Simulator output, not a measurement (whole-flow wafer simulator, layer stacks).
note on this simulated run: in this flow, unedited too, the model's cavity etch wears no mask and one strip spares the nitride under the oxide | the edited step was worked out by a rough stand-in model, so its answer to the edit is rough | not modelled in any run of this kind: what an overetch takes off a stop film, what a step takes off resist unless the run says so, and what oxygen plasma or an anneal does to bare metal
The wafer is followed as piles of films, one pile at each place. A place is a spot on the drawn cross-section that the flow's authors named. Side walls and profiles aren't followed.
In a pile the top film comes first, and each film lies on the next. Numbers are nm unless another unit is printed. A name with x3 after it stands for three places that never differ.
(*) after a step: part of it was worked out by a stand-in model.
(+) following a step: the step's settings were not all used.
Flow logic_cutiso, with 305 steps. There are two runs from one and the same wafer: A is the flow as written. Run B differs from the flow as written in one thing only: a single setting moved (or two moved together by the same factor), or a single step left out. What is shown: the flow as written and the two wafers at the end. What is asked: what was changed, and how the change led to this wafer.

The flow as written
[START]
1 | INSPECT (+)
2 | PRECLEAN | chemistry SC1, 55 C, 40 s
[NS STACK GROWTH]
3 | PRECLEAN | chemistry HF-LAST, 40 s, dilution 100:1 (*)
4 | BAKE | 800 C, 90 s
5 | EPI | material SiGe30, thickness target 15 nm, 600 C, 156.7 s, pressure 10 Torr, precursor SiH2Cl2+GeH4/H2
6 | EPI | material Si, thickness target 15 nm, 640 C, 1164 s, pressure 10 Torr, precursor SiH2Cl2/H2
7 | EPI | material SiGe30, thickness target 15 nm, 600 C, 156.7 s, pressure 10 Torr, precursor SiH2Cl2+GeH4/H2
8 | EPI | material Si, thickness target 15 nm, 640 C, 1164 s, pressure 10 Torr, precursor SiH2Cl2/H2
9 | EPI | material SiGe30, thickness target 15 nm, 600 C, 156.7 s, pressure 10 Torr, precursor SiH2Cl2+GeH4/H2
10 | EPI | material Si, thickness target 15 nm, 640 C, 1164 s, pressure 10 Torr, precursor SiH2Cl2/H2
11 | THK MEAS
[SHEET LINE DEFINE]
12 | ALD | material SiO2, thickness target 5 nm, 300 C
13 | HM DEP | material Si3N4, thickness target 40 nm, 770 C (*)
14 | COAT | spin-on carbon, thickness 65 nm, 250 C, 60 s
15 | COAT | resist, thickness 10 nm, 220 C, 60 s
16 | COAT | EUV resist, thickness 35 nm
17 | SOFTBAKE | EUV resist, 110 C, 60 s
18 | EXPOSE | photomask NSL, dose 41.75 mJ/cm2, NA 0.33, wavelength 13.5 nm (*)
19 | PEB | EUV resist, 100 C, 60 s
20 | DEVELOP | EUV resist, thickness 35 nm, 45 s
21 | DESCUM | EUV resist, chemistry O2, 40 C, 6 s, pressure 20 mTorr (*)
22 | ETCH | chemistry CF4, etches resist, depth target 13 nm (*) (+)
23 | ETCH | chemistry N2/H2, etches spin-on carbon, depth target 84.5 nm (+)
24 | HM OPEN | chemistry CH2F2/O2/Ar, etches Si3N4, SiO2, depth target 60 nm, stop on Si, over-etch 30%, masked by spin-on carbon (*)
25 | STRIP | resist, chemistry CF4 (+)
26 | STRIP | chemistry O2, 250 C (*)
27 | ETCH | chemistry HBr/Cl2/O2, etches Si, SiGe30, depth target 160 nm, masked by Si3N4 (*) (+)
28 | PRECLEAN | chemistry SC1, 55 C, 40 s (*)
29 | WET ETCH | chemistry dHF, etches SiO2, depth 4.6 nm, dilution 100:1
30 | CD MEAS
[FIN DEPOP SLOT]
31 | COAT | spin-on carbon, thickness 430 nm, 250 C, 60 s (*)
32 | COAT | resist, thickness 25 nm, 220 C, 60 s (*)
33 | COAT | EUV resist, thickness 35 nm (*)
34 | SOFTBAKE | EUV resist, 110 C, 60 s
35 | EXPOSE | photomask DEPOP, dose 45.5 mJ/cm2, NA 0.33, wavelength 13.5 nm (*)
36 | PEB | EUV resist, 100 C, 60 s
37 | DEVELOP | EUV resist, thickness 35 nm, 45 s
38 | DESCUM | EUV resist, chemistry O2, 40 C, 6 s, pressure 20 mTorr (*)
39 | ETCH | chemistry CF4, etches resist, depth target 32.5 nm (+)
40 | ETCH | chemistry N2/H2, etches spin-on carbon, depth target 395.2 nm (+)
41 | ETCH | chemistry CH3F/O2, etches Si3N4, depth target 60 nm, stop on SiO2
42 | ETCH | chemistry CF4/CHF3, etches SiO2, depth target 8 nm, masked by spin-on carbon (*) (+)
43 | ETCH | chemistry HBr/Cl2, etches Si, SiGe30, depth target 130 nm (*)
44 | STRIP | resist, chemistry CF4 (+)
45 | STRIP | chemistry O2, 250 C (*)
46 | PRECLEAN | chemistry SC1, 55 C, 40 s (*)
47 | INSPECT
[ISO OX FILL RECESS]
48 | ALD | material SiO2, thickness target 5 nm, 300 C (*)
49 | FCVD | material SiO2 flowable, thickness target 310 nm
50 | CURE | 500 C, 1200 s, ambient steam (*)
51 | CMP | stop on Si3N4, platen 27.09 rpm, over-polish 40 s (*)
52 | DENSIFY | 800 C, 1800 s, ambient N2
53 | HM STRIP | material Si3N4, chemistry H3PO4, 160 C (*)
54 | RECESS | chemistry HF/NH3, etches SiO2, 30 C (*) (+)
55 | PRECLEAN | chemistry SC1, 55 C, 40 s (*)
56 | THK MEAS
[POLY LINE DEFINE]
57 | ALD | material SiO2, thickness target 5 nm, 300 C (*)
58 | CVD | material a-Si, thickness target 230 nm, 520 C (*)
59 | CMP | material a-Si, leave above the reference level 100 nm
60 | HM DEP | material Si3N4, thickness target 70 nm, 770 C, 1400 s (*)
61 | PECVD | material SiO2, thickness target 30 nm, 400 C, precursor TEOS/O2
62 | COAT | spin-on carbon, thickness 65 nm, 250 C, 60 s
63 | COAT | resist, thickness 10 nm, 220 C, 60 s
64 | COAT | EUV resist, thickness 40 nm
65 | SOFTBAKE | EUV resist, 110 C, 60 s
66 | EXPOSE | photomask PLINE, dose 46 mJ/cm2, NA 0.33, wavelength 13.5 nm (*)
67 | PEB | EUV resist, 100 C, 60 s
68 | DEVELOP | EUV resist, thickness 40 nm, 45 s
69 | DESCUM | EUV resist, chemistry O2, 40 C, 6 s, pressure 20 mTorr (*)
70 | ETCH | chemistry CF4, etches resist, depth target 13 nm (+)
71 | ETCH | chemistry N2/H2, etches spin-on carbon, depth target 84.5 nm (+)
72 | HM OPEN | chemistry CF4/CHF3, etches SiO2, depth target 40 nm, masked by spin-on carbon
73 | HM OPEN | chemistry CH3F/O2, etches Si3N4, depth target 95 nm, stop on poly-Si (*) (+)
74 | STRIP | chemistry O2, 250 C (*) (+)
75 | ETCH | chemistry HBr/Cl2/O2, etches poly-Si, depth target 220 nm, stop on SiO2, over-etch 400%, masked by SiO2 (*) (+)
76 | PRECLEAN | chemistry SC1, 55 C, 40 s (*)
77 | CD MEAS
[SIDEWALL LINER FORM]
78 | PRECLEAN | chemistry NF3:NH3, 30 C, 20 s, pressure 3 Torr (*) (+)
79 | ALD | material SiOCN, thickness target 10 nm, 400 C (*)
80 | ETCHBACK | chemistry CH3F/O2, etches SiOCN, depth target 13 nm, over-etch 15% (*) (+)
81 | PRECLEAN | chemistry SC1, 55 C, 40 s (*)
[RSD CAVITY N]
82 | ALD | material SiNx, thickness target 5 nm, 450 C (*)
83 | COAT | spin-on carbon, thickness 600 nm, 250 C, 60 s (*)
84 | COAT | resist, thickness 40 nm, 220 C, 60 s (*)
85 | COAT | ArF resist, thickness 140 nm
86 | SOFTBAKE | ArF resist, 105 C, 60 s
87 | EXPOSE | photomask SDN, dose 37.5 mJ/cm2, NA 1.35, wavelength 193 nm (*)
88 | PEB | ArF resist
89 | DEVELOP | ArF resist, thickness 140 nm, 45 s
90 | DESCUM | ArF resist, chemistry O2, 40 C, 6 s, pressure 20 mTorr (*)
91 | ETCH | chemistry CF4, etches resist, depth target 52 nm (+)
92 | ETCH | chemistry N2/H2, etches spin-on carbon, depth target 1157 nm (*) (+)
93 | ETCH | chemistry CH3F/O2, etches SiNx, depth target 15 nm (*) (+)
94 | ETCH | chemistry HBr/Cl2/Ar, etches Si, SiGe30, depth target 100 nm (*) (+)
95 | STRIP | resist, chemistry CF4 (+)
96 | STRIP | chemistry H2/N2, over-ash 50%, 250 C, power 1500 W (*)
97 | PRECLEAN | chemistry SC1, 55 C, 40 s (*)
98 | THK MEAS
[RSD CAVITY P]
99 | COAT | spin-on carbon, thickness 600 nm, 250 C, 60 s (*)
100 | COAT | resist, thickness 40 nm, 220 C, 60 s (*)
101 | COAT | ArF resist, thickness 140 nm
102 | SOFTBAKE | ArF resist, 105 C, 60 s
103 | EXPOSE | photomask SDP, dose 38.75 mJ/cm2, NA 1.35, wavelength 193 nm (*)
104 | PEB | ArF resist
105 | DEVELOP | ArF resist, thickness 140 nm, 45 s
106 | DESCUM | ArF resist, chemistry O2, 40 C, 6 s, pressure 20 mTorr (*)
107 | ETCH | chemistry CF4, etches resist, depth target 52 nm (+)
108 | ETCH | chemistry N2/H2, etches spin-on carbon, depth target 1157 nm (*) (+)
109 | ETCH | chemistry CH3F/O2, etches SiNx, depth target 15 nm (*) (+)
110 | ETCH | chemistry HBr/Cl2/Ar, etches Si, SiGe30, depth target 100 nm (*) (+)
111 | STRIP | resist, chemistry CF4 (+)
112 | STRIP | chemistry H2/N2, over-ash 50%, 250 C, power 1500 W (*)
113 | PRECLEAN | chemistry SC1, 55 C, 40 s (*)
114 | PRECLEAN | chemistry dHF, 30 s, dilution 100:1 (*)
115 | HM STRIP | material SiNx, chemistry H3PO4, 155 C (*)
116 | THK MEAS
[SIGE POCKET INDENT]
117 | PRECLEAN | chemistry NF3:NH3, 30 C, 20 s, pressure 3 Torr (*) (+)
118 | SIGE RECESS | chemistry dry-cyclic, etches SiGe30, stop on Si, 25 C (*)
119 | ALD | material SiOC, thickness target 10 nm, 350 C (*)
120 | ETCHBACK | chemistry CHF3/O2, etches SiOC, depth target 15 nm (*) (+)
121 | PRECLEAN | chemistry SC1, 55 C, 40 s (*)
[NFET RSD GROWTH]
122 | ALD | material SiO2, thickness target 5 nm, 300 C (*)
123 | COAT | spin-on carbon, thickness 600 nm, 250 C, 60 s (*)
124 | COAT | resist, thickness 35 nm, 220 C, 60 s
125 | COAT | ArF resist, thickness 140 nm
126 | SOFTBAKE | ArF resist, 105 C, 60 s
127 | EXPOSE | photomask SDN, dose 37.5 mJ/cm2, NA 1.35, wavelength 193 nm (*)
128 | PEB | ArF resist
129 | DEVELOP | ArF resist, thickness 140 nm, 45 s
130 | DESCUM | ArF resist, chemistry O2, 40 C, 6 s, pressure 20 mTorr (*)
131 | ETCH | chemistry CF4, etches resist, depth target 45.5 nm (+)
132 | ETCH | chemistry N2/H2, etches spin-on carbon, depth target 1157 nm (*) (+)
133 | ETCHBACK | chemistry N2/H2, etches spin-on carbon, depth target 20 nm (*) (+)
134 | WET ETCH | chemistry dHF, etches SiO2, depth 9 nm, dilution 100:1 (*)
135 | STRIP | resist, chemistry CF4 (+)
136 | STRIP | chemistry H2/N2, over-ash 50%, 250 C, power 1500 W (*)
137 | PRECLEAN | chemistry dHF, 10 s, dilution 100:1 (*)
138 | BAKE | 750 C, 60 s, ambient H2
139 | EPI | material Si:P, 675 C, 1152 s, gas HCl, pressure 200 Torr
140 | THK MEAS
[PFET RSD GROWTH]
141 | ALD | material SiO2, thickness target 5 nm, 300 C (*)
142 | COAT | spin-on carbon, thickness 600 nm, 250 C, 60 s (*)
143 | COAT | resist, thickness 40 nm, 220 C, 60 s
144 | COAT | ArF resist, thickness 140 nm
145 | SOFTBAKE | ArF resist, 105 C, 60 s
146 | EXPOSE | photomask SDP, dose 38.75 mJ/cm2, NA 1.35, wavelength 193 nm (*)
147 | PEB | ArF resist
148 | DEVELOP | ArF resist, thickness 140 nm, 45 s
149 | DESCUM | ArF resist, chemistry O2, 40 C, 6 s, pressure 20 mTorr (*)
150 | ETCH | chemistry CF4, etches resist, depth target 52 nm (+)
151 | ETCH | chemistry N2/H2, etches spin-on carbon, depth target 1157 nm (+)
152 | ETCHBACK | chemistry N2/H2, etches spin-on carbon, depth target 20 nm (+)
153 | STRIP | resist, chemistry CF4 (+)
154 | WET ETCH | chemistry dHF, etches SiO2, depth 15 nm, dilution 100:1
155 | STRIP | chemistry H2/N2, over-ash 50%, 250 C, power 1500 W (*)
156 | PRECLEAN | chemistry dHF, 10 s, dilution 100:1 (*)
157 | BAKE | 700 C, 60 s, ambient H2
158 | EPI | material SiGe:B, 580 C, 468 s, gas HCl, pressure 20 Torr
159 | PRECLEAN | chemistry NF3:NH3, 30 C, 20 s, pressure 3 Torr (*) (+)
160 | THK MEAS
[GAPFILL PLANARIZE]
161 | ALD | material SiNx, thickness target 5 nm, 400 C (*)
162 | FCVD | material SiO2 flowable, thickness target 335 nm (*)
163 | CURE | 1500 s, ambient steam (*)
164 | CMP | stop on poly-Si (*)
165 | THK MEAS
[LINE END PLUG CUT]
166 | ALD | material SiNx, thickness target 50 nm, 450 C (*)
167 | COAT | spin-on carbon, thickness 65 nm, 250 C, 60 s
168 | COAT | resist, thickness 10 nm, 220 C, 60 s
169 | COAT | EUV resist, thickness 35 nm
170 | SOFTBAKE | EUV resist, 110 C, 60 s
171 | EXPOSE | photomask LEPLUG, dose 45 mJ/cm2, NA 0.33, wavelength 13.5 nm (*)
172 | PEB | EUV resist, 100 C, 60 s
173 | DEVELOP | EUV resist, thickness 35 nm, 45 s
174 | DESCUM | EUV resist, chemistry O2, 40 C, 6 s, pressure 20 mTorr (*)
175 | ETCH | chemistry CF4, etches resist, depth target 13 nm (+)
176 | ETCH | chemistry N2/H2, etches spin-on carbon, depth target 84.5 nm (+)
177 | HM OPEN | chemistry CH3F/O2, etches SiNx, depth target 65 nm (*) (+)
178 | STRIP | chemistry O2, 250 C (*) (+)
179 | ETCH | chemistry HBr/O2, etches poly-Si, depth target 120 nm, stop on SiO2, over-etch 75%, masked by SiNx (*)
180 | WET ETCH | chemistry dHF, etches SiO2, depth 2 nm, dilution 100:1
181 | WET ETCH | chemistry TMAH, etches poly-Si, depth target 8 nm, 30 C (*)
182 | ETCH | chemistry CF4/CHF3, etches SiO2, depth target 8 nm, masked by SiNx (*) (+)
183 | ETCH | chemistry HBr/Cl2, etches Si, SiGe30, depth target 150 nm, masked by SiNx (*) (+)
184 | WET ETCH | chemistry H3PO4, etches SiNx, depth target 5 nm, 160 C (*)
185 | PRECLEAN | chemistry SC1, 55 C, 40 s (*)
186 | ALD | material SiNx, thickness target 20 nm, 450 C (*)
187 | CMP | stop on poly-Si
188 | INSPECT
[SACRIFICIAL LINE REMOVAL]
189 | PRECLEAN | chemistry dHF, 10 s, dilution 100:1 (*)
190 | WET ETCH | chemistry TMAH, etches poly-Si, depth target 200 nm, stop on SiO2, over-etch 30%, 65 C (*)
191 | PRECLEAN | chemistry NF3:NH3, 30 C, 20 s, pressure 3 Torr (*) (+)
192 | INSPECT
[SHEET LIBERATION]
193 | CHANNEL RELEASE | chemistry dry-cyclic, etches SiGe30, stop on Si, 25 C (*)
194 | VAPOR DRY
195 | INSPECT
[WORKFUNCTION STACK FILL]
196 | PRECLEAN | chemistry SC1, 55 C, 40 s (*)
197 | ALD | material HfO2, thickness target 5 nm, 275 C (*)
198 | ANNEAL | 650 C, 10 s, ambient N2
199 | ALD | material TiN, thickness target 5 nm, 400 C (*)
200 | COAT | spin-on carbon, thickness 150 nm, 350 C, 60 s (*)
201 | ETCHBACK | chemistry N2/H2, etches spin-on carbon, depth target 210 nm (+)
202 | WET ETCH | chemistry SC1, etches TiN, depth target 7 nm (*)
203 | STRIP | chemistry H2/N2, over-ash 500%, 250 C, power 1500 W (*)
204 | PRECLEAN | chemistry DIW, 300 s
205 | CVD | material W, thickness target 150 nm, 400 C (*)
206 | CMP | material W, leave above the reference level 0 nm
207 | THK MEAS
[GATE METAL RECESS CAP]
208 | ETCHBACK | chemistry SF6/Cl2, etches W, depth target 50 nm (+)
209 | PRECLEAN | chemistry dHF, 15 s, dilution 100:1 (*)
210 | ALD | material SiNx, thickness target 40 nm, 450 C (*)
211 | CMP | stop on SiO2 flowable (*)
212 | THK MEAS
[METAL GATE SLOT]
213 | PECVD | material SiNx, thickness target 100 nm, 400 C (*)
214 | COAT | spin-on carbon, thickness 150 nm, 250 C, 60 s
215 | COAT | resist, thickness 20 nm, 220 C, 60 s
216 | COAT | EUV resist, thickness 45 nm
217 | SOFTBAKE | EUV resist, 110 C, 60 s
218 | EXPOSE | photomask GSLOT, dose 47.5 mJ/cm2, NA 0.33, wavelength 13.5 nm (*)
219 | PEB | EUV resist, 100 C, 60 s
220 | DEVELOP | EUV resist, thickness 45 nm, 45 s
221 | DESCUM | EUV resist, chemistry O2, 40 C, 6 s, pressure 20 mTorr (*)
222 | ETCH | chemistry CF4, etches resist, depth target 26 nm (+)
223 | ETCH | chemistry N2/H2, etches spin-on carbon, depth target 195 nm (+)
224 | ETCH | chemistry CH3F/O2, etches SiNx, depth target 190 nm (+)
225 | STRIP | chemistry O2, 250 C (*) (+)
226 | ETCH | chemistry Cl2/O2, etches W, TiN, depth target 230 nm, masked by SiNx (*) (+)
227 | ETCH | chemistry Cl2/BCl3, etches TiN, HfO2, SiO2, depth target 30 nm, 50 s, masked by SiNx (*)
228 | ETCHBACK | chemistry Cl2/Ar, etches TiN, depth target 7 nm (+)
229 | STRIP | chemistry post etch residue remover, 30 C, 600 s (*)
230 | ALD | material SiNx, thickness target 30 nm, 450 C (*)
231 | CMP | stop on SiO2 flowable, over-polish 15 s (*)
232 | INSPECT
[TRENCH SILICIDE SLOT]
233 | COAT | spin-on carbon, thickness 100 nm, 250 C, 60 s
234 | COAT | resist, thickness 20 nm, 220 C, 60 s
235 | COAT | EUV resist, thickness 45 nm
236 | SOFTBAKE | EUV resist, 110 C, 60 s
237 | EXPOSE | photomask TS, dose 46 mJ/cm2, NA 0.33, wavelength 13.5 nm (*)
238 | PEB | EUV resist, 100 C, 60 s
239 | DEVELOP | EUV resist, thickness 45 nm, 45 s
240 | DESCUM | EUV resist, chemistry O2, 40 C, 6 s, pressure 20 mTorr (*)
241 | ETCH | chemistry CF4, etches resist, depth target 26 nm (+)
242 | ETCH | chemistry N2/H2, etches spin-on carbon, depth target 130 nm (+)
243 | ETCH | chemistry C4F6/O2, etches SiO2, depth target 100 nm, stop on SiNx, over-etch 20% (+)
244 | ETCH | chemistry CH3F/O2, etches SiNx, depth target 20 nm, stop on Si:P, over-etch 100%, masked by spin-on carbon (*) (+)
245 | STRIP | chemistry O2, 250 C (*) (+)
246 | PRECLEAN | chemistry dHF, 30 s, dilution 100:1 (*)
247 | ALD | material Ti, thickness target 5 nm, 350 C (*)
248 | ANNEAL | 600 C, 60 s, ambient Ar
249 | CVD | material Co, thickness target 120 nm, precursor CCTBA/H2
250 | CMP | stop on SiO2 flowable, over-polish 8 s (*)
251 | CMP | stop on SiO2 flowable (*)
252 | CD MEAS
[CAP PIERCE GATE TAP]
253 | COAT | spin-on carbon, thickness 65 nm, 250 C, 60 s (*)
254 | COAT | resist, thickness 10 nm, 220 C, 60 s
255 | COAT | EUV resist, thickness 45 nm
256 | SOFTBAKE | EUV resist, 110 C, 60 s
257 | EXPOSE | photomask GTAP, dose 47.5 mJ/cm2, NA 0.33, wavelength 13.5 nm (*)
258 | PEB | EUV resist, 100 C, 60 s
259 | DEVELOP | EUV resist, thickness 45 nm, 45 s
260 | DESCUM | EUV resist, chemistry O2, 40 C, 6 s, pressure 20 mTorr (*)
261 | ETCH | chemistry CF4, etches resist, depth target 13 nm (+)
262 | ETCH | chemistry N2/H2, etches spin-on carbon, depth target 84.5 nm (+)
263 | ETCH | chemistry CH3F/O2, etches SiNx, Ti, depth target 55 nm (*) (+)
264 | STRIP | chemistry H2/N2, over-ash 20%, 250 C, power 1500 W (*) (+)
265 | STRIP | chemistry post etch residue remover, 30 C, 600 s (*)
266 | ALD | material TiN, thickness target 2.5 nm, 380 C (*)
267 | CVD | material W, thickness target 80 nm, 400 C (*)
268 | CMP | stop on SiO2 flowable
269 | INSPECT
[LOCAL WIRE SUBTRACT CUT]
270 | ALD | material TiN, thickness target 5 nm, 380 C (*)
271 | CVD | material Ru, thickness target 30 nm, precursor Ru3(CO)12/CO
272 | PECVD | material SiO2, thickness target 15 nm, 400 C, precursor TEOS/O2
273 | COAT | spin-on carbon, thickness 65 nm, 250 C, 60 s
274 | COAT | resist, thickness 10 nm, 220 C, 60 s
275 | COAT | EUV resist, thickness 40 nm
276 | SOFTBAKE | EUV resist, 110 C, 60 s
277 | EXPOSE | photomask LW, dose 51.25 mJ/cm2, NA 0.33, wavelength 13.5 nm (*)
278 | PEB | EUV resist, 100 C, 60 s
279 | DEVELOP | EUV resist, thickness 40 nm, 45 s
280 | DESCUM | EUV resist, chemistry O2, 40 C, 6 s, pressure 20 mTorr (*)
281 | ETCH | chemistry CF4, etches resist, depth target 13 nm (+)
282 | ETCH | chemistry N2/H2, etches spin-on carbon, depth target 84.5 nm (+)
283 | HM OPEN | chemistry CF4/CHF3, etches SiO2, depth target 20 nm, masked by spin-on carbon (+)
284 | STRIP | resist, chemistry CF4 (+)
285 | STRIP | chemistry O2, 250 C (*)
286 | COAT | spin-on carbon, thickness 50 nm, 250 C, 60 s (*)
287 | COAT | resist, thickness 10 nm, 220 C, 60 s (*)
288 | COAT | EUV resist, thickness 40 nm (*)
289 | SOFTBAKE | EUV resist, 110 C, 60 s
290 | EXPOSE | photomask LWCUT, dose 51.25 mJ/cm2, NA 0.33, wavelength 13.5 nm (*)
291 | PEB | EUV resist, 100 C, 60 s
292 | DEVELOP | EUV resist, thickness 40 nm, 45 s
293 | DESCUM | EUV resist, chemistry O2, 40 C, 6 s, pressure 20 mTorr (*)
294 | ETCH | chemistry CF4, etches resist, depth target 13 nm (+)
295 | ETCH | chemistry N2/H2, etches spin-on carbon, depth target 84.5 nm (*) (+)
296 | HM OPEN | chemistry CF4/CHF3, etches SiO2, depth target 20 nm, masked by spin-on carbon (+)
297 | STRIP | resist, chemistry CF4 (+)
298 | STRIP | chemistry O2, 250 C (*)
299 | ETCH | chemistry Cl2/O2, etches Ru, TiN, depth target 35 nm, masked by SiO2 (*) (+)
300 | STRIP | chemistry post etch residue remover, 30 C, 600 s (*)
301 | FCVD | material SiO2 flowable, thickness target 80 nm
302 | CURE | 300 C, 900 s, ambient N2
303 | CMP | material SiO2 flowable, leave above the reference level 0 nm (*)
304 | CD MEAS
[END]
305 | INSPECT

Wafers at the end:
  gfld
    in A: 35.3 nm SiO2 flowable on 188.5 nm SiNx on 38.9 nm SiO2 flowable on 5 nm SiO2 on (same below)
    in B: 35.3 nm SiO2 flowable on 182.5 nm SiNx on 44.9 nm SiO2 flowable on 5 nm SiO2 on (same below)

What caused this: step 227, ETCH: depth target 24 nm was run, whereas the flow has depth target 30 nm; step 227, ETCH: 40 s was run, where the flow has 50 s.

Step by step, how the change led to this:
  227 | ETCH | chemistry Cl2/BCl3, etches TiN, HfO2, SiO2, depth target 30 nm, 50 s, masked by SiNx (*)
      depop, dpovl, gl and 18 more: A SiNx loses 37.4 | B SiNx loses 29.9
      gfld: A HfO2 loses 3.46 (all of it), SiO2 flowable loses 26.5 | B HfO2 loses 3.46 (all of it), SiO2 flowable loses 20.5
  231 | CMP | stop on SiO2 flowable, over-polish 15 s (*)
      depop, dpovl, gfld and 10 more: A SiNx loses 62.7 | B SiNx loses 70.2
      lnr, lnri, lnrp, lnrt: A SiNx loses 61 (all of it), SiOCN loses 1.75 | B SiNx loses 68.5 (all of it), SiOCN loses 1.75
      (also at 5 further places)
